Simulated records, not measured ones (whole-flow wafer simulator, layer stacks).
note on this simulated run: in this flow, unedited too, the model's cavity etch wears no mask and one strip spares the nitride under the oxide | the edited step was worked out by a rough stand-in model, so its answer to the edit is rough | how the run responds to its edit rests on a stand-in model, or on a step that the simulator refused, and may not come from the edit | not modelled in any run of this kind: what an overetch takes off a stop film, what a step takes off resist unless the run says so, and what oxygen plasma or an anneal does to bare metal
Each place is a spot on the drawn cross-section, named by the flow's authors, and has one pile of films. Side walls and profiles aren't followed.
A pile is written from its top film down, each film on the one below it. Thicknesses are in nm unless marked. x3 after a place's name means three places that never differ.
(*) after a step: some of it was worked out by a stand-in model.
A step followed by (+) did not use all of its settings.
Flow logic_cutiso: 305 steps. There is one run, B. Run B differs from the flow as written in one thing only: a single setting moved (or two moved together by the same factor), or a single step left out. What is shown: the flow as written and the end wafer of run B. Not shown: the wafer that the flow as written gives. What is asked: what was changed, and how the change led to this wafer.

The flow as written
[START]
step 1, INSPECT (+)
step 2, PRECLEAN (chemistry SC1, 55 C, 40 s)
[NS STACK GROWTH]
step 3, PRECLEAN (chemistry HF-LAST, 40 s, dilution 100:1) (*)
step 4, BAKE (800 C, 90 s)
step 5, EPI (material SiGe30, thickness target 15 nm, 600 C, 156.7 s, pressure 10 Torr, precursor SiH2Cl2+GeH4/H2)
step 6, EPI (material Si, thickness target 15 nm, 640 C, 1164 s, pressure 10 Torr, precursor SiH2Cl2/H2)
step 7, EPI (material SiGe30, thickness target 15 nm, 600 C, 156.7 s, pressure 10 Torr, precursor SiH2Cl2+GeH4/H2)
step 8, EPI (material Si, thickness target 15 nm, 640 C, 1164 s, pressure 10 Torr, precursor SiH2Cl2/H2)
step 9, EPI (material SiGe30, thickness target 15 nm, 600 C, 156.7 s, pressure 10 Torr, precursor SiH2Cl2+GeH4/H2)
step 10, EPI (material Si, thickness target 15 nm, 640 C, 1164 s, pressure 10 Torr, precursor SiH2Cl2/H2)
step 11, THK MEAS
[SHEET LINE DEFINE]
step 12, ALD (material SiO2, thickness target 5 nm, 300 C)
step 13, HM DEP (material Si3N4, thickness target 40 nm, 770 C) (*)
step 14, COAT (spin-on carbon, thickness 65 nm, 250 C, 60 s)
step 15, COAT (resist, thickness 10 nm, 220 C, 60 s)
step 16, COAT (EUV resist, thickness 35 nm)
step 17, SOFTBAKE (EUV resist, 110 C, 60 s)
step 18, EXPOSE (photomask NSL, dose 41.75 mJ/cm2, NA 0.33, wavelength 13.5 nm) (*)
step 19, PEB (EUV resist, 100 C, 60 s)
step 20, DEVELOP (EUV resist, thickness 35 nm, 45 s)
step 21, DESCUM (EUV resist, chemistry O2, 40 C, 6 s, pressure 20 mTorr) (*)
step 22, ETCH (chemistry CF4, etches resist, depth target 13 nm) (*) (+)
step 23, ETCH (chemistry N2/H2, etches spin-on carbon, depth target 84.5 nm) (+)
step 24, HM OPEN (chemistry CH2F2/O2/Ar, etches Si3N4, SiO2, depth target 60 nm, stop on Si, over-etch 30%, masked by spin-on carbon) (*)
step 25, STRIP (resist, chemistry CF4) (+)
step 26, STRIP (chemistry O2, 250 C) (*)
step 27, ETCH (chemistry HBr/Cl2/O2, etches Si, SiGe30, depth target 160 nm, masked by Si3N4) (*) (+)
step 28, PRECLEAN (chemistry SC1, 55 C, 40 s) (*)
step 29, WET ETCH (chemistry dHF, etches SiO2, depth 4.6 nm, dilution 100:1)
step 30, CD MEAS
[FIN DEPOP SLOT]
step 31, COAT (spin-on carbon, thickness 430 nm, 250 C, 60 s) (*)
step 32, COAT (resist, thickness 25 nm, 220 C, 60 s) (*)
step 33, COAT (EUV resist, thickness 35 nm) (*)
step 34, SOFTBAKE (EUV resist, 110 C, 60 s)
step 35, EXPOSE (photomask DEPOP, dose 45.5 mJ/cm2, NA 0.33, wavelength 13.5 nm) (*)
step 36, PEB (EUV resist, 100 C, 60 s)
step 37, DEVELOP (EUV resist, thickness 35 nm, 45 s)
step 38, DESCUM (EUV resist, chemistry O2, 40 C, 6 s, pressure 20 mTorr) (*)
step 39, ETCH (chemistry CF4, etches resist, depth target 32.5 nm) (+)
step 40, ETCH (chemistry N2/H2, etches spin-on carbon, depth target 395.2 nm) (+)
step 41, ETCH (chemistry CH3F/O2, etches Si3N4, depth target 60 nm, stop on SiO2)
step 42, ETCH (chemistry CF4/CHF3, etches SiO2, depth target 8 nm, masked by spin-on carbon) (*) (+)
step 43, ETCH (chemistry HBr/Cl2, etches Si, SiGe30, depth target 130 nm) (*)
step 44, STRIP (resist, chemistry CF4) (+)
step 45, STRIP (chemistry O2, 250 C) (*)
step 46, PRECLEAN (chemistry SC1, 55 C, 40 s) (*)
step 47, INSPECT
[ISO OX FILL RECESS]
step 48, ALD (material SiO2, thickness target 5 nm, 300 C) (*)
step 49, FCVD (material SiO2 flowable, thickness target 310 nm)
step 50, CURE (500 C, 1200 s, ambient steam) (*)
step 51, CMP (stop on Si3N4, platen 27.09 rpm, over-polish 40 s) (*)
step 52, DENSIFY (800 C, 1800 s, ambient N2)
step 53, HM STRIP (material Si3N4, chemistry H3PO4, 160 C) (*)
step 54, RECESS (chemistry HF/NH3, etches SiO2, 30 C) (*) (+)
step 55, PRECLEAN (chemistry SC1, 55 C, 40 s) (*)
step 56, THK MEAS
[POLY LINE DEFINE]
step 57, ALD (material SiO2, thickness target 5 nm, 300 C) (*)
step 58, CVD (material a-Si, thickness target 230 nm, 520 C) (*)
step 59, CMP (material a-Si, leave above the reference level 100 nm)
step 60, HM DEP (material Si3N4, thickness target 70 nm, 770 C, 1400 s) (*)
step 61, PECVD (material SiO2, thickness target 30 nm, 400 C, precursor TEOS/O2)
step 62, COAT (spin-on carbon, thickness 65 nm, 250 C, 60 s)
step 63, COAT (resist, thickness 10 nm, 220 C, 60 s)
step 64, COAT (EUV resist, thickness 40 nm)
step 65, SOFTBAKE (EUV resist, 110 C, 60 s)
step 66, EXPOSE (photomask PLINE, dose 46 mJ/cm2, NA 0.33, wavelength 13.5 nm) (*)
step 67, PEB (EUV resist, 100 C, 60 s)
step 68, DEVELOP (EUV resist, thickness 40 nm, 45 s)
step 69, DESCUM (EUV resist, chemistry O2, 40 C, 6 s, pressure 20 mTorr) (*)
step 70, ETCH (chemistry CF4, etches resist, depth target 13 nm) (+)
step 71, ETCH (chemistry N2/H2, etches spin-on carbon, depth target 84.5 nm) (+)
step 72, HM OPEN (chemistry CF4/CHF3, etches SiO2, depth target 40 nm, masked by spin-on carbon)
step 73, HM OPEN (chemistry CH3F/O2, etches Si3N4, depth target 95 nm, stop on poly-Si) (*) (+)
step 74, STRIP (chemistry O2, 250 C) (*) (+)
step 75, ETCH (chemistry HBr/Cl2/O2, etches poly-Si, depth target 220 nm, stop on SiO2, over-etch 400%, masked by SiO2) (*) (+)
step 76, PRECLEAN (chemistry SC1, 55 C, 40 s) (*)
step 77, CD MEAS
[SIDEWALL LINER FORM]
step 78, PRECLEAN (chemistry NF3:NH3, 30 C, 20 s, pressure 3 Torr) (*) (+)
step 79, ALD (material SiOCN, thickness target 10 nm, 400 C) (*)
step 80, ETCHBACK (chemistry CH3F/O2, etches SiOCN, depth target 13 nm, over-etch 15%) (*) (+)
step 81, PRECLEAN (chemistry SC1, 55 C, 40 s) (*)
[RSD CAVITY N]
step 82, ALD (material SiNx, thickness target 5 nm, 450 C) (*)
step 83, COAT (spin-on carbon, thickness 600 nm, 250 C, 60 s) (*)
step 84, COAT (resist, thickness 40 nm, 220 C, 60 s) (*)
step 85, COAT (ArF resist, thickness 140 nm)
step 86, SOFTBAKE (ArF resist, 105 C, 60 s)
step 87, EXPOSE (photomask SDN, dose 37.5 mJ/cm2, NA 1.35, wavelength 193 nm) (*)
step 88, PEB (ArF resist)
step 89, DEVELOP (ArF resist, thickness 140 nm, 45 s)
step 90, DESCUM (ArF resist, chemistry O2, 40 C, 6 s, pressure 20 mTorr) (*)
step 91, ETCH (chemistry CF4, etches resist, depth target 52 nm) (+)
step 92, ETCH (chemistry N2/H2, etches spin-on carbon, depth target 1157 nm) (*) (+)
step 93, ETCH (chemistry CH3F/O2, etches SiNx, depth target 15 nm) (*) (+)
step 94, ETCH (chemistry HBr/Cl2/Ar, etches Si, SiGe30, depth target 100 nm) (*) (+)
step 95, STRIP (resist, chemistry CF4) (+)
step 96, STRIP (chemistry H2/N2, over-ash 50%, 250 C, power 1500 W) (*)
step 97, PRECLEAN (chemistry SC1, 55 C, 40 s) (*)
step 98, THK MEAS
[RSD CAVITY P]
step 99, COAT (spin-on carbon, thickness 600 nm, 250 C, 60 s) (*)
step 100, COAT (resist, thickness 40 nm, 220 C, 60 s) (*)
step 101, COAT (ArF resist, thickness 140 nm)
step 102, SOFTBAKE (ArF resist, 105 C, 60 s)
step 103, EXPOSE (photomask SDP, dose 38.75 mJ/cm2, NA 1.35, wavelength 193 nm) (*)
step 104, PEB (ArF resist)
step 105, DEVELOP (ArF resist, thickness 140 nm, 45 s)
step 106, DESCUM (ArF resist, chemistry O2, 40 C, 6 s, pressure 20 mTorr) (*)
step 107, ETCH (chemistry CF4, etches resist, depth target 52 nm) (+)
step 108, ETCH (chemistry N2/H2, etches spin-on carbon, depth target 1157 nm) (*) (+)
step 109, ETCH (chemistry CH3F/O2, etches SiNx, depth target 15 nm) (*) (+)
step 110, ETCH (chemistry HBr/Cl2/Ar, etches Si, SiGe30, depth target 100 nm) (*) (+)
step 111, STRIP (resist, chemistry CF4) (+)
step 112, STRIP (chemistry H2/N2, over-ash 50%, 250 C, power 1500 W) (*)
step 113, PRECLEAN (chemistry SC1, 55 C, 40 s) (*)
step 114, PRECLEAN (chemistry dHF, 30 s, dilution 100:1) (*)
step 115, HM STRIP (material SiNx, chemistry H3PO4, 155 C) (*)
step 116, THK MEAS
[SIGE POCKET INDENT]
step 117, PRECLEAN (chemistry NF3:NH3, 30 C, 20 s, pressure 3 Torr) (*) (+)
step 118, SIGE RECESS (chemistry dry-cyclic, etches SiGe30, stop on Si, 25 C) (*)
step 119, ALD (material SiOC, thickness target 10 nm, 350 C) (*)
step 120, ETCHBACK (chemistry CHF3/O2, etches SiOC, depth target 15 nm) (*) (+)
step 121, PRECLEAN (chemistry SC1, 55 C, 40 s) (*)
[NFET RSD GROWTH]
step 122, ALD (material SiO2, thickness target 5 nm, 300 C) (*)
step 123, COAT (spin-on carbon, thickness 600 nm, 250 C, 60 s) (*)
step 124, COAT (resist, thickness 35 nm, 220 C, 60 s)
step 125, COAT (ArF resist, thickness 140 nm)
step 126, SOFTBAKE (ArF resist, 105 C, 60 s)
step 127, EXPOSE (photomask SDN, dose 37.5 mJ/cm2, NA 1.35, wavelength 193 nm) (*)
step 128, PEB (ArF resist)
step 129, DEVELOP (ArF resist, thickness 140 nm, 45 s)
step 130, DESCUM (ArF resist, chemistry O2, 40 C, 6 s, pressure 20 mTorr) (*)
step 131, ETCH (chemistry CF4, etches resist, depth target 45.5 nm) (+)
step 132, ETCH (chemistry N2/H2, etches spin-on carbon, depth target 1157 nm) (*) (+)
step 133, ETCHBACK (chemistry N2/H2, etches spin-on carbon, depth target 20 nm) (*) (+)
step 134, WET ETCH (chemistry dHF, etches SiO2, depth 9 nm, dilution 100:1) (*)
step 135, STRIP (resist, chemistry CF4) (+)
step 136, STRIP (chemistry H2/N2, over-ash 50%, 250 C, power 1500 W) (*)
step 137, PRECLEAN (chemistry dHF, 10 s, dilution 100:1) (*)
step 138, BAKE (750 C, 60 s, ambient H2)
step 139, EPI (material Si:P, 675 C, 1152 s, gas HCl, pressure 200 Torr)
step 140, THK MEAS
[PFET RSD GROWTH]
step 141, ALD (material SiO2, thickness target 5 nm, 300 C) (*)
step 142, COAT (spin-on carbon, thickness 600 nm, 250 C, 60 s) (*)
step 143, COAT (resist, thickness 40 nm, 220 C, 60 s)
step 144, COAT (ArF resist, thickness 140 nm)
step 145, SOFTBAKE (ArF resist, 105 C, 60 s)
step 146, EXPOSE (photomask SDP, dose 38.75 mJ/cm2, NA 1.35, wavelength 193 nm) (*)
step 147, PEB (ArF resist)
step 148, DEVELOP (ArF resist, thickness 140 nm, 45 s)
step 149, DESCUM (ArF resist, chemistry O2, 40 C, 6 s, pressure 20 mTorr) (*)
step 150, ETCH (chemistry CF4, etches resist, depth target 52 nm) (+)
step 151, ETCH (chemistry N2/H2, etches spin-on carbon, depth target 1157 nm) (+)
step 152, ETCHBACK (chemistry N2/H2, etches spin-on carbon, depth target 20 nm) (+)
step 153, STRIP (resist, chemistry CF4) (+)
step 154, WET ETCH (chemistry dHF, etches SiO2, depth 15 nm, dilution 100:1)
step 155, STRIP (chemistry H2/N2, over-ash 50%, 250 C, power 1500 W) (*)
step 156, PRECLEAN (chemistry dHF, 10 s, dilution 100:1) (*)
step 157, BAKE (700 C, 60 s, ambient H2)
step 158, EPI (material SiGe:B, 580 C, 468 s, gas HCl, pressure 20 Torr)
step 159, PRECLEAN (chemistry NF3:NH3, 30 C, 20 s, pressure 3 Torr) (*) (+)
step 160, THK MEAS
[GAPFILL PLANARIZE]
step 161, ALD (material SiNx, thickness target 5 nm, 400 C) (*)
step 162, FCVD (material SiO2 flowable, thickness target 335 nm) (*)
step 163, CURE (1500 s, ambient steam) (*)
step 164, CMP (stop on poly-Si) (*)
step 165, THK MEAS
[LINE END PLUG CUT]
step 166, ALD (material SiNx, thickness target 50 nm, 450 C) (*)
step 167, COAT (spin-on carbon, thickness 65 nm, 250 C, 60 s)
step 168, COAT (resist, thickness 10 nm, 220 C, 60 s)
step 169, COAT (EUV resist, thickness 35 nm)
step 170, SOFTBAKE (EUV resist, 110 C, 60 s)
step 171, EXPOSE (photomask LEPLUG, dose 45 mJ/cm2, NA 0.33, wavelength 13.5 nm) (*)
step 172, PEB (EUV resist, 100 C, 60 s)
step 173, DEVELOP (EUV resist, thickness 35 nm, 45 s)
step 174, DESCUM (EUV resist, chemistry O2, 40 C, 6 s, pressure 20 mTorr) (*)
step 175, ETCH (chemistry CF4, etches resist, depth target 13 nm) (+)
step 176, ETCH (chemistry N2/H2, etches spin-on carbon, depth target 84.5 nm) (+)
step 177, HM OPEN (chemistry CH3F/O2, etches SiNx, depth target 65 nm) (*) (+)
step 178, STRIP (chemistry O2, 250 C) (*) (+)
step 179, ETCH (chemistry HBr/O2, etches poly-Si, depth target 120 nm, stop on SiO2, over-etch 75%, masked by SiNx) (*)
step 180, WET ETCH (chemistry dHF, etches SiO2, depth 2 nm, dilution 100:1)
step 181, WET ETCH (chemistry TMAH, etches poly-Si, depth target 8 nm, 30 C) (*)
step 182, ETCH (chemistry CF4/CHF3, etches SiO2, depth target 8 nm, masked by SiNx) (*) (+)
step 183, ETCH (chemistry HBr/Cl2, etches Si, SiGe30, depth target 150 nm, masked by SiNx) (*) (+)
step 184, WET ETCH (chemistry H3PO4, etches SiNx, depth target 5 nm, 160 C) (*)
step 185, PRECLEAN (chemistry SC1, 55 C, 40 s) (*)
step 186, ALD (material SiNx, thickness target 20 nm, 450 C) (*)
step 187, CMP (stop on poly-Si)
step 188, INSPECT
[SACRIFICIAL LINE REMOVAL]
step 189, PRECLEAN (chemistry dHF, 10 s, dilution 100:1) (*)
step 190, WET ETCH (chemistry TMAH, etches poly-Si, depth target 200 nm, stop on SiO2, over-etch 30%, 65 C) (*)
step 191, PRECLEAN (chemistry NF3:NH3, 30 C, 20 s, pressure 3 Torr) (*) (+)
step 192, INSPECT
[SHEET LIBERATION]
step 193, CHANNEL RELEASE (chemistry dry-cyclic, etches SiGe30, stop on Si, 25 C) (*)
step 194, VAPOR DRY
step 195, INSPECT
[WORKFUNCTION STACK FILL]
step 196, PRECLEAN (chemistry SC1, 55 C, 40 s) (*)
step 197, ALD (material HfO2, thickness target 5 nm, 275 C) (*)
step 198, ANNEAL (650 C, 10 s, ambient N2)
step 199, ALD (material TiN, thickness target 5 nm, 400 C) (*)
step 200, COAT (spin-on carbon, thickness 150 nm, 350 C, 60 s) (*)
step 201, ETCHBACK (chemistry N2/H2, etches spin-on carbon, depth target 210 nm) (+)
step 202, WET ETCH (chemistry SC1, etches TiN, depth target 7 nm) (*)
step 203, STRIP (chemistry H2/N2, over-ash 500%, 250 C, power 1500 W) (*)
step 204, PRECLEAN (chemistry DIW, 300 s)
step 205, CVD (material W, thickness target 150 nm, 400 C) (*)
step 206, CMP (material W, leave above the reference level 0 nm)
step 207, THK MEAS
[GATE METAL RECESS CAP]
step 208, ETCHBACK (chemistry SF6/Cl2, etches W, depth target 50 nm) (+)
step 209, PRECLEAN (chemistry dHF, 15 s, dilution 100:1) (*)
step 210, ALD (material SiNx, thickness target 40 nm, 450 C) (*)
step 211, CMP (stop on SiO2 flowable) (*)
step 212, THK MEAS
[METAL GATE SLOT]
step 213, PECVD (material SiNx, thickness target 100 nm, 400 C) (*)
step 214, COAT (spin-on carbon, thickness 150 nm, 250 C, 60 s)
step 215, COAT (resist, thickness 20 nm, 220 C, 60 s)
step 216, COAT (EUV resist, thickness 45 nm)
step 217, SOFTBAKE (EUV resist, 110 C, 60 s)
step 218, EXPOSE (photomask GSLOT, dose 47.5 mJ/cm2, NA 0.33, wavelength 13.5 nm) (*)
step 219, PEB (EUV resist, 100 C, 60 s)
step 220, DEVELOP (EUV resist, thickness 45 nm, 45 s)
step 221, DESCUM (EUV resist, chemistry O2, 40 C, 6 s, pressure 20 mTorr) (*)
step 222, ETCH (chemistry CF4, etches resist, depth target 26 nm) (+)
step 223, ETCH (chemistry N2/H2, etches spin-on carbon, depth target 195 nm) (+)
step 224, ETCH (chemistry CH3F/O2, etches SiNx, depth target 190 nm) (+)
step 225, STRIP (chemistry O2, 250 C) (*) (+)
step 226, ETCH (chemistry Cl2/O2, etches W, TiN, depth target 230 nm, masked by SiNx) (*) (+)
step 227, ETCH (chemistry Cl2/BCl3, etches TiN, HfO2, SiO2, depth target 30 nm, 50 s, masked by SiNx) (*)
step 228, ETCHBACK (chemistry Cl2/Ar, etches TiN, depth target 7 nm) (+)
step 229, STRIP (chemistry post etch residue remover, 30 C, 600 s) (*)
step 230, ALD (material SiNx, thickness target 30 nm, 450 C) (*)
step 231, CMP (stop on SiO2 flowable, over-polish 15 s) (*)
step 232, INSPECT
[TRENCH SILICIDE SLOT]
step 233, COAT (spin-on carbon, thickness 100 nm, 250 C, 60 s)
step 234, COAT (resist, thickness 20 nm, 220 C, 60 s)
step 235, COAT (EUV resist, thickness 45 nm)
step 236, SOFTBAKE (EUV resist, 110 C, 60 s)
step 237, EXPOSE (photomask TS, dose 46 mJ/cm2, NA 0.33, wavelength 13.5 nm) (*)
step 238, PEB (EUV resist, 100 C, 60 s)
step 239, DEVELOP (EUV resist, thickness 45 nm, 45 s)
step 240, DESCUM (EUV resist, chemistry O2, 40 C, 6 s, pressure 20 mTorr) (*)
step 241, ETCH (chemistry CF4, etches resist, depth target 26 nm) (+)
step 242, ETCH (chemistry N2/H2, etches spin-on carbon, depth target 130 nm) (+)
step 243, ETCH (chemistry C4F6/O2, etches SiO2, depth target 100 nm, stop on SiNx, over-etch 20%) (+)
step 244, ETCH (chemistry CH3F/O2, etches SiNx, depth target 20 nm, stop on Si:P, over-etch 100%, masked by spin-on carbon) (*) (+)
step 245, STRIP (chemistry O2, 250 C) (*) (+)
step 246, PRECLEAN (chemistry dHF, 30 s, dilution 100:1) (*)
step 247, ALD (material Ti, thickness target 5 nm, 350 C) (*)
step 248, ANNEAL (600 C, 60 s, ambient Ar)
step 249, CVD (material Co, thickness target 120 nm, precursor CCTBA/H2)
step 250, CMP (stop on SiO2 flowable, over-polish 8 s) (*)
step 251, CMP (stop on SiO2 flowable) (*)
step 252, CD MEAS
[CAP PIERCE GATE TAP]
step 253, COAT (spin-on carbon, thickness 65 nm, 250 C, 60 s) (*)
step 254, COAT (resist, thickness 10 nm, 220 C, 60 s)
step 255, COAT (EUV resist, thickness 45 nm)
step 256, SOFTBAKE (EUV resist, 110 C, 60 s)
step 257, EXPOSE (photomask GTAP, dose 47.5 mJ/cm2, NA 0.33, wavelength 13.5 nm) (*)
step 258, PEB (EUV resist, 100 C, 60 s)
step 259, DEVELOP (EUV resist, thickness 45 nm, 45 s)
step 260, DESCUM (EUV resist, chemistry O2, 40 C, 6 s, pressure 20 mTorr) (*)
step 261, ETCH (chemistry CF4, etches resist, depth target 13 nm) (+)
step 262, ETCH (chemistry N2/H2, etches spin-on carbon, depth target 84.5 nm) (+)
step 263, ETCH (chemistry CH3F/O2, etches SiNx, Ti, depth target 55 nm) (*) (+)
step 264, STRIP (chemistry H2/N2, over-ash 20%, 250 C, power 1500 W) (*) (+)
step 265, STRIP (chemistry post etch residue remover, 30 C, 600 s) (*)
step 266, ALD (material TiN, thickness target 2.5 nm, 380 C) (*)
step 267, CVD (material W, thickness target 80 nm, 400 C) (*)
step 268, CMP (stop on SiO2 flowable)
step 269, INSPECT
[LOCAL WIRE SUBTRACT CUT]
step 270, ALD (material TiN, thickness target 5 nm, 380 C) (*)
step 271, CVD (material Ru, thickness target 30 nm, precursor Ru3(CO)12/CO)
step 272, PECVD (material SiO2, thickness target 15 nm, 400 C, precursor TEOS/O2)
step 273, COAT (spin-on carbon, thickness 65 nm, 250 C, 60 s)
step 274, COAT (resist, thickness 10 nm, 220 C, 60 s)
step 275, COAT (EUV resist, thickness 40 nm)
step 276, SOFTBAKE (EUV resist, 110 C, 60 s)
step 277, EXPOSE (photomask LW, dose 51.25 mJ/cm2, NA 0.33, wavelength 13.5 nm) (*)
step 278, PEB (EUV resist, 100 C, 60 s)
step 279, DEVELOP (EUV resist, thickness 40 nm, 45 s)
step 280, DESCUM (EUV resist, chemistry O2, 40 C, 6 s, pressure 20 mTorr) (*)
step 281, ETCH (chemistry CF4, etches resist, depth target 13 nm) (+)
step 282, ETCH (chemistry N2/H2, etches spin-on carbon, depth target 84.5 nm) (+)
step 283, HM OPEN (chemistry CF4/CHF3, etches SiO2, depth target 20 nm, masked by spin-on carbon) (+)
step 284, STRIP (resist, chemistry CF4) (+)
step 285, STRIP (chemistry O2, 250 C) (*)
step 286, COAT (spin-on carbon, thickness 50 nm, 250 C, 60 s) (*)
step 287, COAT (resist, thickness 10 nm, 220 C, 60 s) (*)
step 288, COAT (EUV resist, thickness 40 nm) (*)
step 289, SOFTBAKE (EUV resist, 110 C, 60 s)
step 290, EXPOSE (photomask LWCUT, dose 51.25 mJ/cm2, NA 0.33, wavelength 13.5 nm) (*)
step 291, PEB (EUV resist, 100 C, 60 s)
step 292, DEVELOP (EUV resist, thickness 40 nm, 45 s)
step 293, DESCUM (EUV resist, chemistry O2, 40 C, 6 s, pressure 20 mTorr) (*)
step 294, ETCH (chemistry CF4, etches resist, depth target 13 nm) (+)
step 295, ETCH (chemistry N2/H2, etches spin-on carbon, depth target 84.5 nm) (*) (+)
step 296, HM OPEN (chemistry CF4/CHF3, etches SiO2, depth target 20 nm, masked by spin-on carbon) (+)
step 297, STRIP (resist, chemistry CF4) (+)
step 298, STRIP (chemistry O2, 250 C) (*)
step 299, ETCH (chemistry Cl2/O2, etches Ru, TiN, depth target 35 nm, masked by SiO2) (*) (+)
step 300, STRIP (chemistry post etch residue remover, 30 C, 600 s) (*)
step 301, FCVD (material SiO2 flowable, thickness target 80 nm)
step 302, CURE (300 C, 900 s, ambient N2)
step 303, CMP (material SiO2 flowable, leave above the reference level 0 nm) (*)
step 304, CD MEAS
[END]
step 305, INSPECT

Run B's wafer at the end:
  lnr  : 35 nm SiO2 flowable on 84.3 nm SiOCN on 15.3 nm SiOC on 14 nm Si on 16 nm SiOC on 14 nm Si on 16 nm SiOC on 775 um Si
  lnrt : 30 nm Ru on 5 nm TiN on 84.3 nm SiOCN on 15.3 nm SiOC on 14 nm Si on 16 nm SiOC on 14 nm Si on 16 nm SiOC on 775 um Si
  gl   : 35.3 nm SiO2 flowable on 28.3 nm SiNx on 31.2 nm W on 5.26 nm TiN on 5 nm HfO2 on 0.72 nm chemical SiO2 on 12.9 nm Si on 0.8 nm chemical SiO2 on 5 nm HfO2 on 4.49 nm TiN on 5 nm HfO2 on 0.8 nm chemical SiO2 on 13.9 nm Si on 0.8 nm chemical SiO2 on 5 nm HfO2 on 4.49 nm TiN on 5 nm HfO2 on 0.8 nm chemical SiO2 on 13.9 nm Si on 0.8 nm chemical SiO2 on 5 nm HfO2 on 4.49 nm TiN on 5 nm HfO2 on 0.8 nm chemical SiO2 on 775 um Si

What caused this: step 75, ETCH: over-etch 630% was run, while the flow as written has over-etch 400%.

How this came from the change, step by step:
  step 75, ETCH (chemistry HBr/Cl2/O2, etches poly-Si, depth target 220 nm, stop on SiO2, over-etch 400%, masked by SiO2) (*) (+)
      lnr, lnrp, lnrt, rsdn, rsdp, rsdw, rsdx: -0.79 chemical SiO2 (all of it), -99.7 poly-Si (all of it), -5 SiO2 (all of it), -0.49 chemical SiO2 (all of it), -13.9 Si (all of it) (as written it would have been: -0.79 chemical SiO2 (all of it), -99.7 poly-Si (all of it), -5 SiO2 (all of it))
      iso, lnri: -0.79 chemical SiO2 (all of it), -189.1 poly-Si (all of it), -5 SiO2 (all of it), -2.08 SiO2 flowable (as written it would have been: -0.79 chemical SiO2 (all of it), -189.1 poly-Si (all of it), -4.55 SiO2)
      (also at 13 further places)
  step 80, ETCHBACK (chemistry CH3F/O2, etches SiOCN, depth target 13 nm, over-etch 15%) (*) (+)
      rsdn, rsdp, rsdw, rsdx: -10 SiOCN (all of it), -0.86 SiGe30 (as written it would have been: -10 SiOCN (all of it), -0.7 Si)
      lnr, lnrp, lnrt: +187 SiOCN (as written it would have been: +175.1 SiOCN)
  step 94, ETCH (chemistry HBr/Cl2/Ar, etches Si, SiGe30, depth target 100 nm) (*) (+)
      rsdn, rsdx: -0.49 chemical SiO2 (all of it), -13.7 SiGe30 (all of it), -15 Si (all of it), -15 SiGe30 (all of it), -15 Si (all of it), -15 SiGe30 (all of it), -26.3 Si (as written it would have been: -0.49 chemical SiO2 (all of it), -12.8 Si (all of it), -15 SiGe30 (all of it), -15 Si (all of it), -15 SiGe30 (all of it), -15 Si (all of it), -15 SiGe30 (all of it), -12.2 Si)
  step 110, ETCH (chemistry HBr/Cl2/Ar, etches Si, SiGe30, depth target 100 nm) (*) (+)
      rsdp, rsdw: -0.49 chemical SiO2 (all of it), -13.7 SiGe30 (all of it), -15 Si (all of it), -15 SiGe30 (all of it), -15 Si (all of it), -15 SiGe30 (all of it), -26.3 Si (as written it would have been: -0.49 chemical SiO2 (all of it), -12.8 Si (all of it), -15 SiGe30 (all of it), -15 Si (all of it), -15 SiGe30 (all of it), -15 Si (all of it), -15 SiGe30 (all of it), -12.2 Si)
  step 118, SIGE RECESS (chemistry dry-cyclic, etches SiGe30, stop on Si, 25 C) (*)
      lnr, lnrp, lnrt: -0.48 SiOCN, +15.3 cavity (new film), -14.8 SiGe30 (all of it), -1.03 Si, +16 cavity (new film), -15 SiGe30 (all of it), -1.03 Si, +16 cavity (new film), -15 SiGe30 (all of it), -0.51 Si (as written it would have been: -0.48 SiOCN, -0.51 Si, +16 cavity (new film), -15 SiGe30 (all of it), -1.03 Si, +16 cavity (new film), -15 SiGe30 (all of it), -1.03 Si, +16 cavity (new film), -15 SiGe30 (all of it), -0.51 Si)
  step 119, ALD (material SiOC, thickness target 10 nm, 350 C) (*)
      lnr, lnrp, lnrt: +10 SiOC (new film), +15.3 SiOC (new film), -15.3 cavity (all of it), +16 SiOC (new film), -16 cavity (all of it), +16 SiOC (new film), -16 cavity (all of it) (as written it would have been: +10 SiOC (new film), +16 SiOC (new film), -16 cavity (all of it), +16 SiOC (new film), -16 cavity (all of it), +16 SiOC (new film), -16 cavity (all of it))
  step 120, ETCHBACK (chemistry CHF3/O2, etches SiOC, depth target 15 nm) (*) (+)
      gxn: -10.8 SiOC (all of it), -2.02 SiO2 (all of it), -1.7 Si3N4 (as written it would have been: -11 SiOC (all of it), -4.21 SiO2 (all of it))
      gxp: -10.7 SiOC (all of it), -2.07 SiO2 (all of it), -1.69 Si3N4 (as written it would have been: -11 SiOC (all of it), -4.25 SiO2 (all of it))
      (also at 3 further places)
  step 122, ALD (material SiO2, thickness target 5 nm, 300 C) (*)
      gxn: +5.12 SiO2 (new film) (as written it would have been: +6.76 SiO2 (new film))
      gxp: +5.1 SiO2 (new film) (as written it would have been: +6.75 SiO2 (new film))
  step 132, ETCH (chemistry N2/H2, etches spin-on carbon, depth target 1157 nm) (*) (+)
      gxn: -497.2 spin-on carbon (all of it), -5.12 SiO2 (all of it), -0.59 Si3N4 (as written it would have been: -499.4 spin-on carbon (all of it), -6.06 SiO2)
  step 133, ETCHBACK (chemistry N2/H2, etches spin-on carbon, depth target 20 nm) (*) (+)
      gxn: -0.56 Si3N4 (as written it would have been: -0.7 SiO2 (all of it), -0.21 Si3N4)
  step 139, EPI (material Si:P, 675 C, 1152 s, gas HCl, pressure 200 Torr)
      rsdn, rsdx: +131 Si:P (new film) (as written it would have been: +116.9 Si:P (new film))
  step 141, ALD (material SiO2, thickness target 5 nm, 300 C) (*)
      gxp: +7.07 SiO2 (as written it would have been: +5 SiO2)
  step 158, EPI (material SiGe:B, 580 C, 468 s, gas HCl, pressure 20 Torr)
      rsdp, rsdw: +131 SiGe:B (new film) (as written it would have been: +116.8 SiGe:B (new film))
  step 164, CMP (stop on poly-Si) (*)
      depop, dpovl, isow, ns, nsgap: -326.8 SiO2 flowable (all of it), -5 SiNx (all of it), -1.95 SiO2 (all of it), -70 Si3N4 (all of it) (as written it would have been: -326.8 SiO2 flowable (all of it), -5 SiNx (all of it), -4.13 SiO2 (all of it), -70 Si3N4 (all of it))
      gfld, gxf, plug: -252.6 SiO2 flowable (all of it), -5 SiNx (all of it), -1.95 SiO2 (all of it), -70 Si3N4 (all of it) (as written it would have been: -251.9 SiO2 flowable (all of it), -5 SiNx (all of it), -4.13 SiO2 (all of it), -70 Si3N4 (all of it))
      (also at 9 further places)
